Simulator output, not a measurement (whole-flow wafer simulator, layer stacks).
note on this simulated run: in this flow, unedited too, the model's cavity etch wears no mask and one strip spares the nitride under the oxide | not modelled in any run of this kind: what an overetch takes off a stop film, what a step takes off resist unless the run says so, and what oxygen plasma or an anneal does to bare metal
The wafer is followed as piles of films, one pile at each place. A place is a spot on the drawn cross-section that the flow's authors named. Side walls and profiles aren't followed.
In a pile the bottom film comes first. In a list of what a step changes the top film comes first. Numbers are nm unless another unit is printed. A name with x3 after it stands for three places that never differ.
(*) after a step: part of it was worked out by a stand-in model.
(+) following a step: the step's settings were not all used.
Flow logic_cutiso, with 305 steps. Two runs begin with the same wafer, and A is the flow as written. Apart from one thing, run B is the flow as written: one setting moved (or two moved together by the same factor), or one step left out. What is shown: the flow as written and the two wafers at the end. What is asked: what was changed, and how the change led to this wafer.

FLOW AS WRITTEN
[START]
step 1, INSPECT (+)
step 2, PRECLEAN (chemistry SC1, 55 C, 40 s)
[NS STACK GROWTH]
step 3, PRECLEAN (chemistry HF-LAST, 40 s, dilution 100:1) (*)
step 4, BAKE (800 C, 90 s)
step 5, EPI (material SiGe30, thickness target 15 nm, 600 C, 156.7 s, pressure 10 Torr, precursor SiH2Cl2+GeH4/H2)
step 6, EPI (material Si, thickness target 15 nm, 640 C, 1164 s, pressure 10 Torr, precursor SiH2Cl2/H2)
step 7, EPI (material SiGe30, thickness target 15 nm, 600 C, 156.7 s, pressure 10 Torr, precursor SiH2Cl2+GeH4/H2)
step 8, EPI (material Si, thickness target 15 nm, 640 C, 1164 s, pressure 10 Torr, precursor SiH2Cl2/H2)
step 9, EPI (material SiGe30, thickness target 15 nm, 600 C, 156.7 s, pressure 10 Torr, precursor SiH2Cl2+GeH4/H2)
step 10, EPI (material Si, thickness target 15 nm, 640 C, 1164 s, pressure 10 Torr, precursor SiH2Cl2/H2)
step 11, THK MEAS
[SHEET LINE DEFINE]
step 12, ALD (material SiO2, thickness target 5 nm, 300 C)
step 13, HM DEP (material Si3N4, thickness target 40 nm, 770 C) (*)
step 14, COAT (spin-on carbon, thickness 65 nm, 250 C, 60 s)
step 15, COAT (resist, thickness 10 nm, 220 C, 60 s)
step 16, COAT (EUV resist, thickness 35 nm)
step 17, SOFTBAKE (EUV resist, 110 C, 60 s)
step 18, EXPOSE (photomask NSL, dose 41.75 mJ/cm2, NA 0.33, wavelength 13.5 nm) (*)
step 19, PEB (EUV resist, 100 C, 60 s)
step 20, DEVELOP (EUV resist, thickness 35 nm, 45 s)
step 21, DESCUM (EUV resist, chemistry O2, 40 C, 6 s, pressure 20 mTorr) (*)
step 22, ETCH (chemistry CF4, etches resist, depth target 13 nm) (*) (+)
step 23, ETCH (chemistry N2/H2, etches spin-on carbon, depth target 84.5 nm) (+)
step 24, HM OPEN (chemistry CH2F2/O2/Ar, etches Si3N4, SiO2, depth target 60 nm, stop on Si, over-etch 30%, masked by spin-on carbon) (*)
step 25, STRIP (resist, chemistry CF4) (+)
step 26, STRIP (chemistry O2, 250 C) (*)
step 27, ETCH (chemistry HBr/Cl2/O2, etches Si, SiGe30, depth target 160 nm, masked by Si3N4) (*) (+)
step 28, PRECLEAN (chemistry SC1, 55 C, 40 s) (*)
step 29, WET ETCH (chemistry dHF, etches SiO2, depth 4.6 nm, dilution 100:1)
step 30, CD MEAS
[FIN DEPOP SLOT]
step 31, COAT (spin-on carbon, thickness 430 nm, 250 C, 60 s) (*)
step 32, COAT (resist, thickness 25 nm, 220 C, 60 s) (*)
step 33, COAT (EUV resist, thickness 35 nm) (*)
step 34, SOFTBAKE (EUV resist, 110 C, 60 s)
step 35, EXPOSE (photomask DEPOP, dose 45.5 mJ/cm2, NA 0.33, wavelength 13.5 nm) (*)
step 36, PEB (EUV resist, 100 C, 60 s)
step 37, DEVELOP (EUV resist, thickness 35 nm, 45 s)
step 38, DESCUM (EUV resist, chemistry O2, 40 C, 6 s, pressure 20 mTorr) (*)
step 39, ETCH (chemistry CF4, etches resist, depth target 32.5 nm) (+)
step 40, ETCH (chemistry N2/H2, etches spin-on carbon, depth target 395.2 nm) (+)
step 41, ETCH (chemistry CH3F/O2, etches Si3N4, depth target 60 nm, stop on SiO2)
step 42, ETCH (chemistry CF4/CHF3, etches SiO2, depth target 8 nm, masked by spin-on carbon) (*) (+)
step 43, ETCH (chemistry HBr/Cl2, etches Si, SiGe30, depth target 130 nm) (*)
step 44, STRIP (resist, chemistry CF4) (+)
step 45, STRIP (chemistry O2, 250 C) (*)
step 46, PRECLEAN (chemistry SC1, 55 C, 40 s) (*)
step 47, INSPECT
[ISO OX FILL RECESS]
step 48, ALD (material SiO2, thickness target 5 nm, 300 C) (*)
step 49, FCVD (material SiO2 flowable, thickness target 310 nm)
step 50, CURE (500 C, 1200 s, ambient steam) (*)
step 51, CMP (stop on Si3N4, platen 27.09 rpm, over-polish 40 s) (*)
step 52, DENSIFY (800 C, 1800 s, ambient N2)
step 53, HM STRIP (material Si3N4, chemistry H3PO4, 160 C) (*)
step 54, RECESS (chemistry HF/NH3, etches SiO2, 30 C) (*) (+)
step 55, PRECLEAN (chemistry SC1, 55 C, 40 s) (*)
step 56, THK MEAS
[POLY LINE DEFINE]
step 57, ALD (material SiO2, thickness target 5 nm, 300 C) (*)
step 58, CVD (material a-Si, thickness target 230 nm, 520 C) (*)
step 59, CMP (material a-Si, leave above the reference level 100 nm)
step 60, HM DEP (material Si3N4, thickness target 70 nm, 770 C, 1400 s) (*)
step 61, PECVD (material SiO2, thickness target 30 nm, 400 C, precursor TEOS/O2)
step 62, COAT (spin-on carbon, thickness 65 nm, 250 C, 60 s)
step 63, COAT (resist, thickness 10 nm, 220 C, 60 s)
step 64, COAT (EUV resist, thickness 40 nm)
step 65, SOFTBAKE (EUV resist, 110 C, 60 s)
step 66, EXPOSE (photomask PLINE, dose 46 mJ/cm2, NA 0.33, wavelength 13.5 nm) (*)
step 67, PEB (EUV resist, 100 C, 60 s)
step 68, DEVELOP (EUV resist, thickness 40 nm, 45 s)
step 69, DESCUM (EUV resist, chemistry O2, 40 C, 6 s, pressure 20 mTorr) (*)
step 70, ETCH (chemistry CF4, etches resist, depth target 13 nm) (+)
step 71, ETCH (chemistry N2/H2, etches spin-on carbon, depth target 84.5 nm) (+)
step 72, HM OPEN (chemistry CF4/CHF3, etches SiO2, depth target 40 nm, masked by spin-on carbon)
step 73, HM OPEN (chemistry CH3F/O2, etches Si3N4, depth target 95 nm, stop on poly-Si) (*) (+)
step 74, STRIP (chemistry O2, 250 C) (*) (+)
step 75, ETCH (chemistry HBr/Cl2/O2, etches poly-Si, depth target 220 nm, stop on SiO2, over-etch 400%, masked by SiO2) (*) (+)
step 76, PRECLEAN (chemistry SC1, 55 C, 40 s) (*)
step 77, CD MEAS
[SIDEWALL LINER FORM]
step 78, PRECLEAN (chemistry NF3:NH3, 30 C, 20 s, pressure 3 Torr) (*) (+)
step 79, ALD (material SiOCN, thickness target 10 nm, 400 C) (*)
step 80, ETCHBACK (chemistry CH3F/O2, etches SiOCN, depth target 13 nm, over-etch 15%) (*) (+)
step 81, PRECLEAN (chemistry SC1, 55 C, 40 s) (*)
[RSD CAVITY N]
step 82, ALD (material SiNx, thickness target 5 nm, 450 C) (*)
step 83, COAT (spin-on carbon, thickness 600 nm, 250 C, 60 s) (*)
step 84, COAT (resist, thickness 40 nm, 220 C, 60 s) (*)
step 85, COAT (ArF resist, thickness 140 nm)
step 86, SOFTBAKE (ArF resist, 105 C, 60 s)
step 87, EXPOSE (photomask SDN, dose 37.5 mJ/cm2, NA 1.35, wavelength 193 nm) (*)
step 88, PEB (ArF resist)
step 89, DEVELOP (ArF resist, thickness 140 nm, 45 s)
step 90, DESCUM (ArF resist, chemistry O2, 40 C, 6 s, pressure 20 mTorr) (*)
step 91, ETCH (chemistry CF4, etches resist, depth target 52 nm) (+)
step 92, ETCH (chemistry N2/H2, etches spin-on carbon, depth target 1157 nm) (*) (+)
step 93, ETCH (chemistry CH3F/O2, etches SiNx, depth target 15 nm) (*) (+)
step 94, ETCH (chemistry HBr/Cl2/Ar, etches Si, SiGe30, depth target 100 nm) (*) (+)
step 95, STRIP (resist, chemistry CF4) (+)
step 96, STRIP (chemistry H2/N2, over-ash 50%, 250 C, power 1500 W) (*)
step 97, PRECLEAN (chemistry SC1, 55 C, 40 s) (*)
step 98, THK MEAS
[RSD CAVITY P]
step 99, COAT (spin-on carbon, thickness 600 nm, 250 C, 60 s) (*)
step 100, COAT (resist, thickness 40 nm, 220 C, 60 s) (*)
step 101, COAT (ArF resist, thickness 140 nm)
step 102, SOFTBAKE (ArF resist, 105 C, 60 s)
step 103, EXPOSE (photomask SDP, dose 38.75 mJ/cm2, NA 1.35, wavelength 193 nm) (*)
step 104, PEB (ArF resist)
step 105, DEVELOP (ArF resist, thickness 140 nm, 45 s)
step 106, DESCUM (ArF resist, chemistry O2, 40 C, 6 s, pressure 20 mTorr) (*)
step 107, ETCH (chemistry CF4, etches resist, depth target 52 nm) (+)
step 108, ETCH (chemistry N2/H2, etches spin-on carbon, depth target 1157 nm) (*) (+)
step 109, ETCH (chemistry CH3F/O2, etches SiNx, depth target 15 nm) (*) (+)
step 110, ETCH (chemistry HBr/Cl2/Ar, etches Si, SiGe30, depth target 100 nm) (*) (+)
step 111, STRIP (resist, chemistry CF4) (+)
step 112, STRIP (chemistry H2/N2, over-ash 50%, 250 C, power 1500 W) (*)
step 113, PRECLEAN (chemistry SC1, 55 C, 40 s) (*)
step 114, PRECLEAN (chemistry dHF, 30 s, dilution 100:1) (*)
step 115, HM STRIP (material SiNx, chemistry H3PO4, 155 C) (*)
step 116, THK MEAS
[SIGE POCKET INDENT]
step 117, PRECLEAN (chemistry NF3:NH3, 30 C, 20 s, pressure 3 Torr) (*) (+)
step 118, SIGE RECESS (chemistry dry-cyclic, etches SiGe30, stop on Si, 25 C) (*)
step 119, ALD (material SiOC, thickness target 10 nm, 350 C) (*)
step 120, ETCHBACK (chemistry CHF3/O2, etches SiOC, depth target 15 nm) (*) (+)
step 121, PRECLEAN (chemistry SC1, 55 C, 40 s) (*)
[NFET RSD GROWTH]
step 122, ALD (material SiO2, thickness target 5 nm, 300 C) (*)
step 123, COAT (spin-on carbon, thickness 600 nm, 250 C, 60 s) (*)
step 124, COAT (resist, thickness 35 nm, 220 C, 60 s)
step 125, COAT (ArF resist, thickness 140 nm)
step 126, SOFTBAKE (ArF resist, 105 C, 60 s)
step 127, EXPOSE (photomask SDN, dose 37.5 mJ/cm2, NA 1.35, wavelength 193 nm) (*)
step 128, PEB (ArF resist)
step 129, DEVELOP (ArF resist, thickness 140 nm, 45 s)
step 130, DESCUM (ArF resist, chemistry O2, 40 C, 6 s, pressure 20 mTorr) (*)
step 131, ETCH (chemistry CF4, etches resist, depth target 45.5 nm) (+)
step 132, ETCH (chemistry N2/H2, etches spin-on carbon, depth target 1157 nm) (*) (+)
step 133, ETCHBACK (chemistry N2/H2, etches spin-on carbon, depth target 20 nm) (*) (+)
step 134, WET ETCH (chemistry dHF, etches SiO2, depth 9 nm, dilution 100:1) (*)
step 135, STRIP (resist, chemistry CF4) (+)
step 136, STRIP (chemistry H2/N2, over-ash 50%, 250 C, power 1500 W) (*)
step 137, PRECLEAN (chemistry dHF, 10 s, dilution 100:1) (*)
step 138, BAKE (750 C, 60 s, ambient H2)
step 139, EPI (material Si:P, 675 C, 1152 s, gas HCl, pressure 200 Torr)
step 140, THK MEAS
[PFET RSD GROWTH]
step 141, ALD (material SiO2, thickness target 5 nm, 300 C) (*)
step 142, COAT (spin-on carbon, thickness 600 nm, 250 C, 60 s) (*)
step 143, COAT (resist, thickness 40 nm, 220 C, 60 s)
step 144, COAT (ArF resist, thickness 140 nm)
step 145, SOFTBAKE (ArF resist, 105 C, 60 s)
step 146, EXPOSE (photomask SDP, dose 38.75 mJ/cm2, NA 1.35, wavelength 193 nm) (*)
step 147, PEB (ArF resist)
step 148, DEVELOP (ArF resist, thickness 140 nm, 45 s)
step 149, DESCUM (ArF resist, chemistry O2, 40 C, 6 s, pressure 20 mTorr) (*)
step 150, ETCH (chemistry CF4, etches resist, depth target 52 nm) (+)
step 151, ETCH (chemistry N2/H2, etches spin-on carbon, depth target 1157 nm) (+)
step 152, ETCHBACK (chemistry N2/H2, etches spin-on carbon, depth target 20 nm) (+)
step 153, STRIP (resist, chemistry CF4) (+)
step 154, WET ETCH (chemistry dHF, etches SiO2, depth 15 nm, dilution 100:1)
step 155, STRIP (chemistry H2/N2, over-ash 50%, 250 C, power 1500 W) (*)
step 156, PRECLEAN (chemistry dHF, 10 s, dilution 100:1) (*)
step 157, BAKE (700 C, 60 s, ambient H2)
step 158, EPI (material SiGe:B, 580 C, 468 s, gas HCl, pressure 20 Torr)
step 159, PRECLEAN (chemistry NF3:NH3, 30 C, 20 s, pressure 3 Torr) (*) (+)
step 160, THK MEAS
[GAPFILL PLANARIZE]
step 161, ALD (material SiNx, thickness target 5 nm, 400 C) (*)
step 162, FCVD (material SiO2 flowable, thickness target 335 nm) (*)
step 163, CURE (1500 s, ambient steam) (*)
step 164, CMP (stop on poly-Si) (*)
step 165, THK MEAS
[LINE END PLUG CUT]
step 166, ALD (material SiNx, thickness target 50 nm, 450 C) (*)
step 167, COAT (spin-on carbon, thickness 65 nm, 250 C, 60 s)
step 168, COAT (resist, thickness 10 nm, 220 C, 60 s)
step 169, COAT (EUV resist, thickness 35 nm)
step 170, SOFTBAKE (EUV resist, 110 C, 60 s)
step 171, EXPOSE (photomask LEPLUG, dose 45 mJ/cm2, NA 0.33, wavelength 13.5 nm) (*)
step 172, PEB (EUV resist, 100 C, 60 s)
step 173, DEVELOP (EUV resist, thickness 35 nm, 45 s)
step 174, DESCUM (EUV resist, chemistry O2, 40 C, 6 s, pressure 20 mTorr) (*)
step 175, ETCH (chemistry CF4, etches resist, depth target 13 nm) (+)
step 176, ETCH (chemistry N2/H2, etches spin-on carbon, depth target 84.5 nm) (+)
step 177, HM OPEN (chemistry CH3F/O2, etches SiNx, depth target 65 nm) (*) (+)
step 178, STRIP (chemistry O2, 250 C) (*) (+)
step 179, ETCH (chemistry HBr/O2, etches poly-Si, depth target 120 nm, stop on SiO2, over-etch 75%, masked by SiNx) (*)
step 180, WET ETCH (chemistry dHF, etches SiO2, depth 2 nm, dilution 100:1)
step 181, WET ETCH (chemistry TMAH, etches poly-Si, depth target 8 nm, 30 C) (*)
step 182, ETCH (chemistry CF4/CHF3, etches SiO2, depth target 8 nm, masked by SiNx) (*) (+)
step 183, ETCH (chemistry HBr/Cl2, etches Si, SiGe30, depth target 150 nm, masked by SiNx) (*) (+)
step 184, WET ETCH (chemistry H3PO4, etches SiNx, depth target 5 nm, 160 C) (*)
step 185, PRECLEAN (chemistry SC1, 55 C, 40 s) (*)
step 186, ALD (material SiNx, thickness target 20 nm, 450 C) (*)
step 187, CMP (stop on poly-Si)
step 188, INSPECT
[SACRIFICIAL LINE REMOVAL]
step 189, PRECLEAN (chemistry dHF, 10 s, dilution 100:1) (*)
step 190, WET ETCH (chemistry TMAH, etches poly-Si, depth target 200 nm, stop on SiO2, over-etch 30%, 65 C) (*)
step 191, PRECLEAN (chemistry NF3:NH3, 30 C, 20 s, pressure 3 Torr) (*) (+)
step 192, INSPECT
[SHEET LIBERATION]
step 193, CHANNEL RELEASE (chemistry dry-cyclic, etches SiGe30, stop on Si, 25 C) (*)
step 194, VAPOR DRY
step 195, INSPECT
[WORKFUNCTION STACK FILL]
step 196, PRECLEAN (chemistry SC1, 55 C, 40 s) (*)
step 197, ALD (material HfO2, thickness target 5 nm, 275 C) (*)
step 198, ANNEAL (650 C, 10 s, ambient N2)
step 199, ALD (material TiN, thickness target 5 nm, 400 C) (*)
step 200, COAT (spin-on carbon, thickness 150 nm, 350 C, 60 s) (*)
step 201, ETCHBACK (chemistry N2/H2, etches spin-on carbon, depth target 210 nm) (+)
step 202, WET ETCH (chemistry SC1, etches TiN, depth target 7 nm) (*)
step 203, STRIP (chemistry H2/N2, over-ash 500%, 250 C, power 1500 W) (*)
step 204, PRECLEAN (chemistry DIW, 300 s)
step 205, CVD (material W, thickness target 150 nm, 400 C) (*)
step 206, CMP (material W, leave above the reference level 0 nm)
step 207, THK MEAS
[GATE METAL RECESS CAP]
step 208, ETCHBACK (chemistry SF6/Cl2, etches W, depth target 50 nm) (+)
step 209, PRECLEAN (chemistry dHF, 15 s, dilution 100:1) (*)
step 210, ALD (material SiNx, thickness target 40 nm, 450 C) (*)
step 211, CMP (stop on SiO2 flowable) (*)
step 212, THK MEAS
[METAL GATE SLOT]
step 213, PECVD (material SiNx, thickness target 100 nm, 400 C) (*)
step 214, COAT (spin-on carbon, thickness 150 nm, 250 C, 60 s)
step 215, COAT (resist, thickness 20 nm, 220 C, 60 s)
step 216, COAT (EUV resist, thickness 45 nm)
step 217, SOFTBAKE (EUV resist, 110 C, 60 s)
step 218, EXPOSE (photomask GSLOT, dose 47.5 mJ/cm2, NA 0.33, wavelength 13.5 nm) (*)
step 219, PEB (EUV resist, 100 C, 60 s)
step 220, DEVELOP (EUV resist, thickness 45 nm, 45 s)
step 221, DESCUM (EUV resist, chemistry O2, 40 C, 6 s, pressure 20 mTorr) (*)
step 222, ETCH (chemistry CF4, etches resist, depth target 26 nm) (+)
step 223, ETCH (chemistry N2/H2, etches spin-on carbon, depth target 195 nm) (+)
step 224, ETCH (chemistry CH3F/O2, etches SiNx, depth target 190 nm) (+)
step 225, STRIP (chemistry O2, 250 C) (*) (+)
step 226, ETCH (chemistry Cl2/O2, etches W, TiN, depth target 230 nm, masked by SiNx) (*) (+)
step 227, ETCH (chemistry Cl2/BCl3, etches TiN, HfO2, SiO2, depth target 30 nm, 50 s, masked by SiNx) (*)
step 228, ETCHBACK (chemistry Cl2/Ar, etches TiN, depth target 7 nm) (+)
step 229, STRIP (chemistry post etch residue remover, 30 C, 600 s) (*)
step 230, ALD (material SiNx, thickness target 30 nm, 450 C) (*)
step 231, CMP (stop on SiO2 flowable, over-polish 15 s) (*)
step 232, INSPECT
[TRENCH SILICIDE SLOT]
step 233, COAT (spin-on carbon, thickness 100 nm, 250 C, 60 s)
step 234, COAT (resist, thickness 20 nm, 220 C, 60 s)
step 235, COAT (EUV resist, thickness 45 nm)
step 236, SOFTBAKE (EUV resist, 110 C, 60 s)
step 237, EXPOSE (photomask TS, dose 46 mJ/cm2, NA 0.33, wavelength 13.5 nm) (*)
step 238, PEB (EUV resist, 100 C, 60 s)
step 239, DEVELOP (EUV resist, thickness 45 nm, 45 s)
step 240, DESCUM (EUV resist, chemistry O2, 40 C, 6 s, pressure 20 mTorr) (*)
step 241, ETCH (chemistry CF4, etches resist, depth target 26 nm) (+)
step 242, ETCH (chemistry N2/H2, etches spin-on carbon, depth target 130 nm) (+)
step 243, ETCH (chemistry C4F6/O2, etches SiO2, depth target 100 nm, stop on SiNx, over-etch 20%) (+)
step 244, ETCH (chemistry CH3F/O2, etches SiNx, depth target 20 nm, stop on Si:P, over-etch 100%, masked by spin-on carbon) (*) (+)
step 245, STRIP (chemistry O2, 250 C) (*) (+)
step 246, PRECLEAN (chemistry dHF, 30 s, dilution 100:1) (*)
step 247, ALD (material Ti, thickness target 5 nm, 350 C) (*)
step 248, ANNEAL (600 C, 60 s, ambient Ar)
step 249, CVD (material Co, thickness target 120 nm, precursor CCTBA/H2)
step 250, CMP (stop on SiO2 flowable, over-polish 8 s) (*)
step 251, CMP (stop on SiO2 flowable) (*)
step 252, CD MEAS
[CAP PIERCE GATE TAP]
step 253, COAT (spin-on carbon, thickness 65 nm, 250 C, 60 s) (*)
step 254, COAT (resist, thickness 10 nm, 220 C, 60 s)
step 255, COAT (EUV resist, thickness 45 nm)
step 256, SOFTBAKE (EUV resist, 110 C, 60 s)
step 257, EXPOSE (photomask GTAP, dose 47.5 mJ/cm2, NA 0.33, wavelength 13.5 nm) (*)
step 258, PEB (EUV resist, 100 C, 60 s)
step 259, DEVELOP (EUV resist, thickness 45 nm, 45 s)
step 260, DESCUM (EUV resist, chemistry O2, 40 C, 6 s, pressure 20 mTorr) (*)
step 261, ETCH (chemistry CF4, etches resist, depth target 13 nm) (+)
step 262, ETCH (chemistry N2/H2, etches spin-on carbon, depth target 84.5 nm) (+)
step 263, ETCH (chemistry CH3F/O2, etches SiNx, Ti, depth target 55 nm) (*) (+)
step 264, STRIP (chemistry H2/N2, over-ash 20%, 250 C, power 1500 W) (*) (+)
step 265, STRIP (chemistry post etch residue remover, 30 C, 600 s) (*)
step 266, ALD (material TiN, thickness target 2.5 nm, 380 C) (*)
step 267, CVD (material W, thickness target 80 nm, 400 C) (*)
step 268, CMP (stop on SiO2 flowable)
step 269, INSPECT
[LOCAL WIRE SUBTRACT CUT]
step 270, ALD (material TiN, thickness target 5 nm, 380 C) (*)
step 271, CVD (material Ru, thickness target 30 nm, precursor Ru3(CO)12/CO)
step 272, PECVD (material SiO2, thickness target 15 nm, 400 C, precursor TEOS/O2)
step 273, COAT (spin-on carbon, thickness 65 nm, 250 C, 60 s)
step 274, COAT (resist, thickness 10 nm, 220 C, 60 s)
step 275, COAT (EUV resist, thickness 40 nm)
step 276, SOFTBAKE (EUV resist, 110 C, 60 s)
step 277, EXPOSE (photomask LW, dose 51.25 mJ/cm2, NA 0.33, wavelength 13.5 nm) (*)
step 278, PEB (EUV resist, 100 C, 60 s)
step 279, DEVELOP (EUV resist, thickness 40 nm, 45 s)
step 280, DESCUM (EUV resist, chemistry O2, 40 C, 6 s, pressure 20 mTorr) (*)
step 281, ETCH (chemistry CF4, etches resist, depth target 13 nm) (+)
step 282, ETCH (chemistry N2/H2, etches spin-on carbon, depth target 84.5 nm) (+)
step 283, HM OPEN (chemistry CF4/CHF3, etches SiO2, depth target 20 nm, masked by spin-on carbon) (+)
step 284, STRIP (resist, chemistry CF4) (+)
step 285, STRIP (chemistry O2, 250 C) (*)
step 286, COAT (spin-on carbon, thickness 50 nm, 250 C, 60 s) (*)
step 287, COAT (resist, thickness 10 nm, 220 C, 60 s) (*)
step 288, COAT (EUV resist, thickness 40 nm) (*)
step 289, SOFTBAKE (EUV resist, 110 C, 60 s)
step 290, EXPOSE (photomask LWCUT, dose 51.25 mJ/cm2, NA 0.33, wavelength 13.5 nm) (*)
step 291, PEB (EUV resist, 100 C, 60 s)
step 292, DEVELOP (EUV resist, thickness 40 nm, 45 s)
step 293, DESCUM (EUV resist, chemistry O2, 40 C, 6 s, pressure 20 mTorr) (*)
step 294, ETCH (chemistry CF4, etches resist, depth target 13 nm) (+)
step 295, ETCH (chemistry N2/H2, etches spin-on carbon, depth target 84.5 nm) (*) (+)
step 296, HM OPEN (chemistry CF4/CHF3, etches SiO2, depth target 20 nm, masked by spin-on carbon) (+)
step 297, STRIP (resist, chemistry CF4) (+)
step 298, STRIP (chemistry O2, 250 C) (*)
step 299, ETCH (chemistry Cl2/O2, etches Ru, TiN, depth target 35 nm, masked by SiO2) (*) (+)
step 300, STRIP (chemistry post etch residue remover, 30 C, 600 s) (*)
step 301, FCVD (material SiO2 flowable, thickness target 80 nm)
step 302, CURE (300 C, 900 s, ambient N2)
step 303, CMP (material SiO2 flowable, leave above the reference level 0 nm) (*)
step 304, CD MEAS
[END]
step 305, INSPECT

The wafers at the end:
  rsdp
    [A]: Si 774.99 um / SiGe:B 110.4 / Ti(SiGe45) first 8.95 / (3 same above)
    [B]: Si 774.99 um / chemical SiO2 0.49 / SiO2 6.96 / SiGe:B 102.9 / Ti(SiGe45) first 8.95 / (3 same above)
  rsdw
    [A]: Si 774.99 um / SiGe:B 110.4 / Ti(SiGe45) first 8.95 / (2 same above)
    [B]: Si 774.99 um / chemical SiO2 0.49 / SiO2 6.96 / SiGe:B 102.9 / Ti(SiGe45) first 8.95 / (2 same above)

What caused this: step 151, ETCH: depth target 578.5 nm was run, whereas the flow has depth target 1157 nm.

How this came from the change, step by step:
  step 151, ETCH (chemistry N2/H2, etches spin-on carbon, depth target 1157 nm) (+)
      rsdp, rsdw: A spin-on carbon loses 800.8 (all of it) | B spin-on carbon loses 578.5
      depop, dpovl, gfld and 14 more: A ArF resist loses 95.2 (all of it), resist loses 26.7 | B ArF resist loses 95.2 (all of it), resist loses 18.7
      (as well as at 3 more places)
  step 152, ETCHBACK (chemistry N2/H2, etches spin-on carbon, depth target 20 nm) (+)
      rsdp, rsdw: A SiO2 loses 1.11 | B spin-on carbon loses 20
  step 153, STRIP (resist, chemistry CF4) (+)
      rsdp: A SiO2 loses 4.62 | B nothing
      rsdw: A SiO2 loses 5.11 | B nothing
      (as well as at 20 more places)
  step 154, WET ETCH (chemistry dHF, etches SiO2, depth 15 nm, dilution 100:1)
      rsdp: A SiO2 loses 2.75 (all of it), chemical SiO2 loses 0.49 (all of it) | B nothing
      rsdw: A SiO2 loses 2.25 (all of it), chemical SiO2 loses 0.49 (all of it) | B nothing
  step 155, STRIP (chemistry H2/N2, over-ash 50%, 250 C, power 1500 W) (*)
      rsdp, rsdw: A nothing | B spin-on carbon loses 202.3 (all of it)
  step 156, PRECLEAN (chemistry dHF, 10 s, dilution 100:1) (*)
      rsdp, rsdw: A nothing | B SiO2 loses 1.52
  step 158, EPI (material SiGe:B, 580 C, 468 s, gas HCl, pressure 20 Torr)
      rsdp, rsdw: A SiGe:B gains 116.8 (new film) | B SiGe:B gains 109.4 (new film)
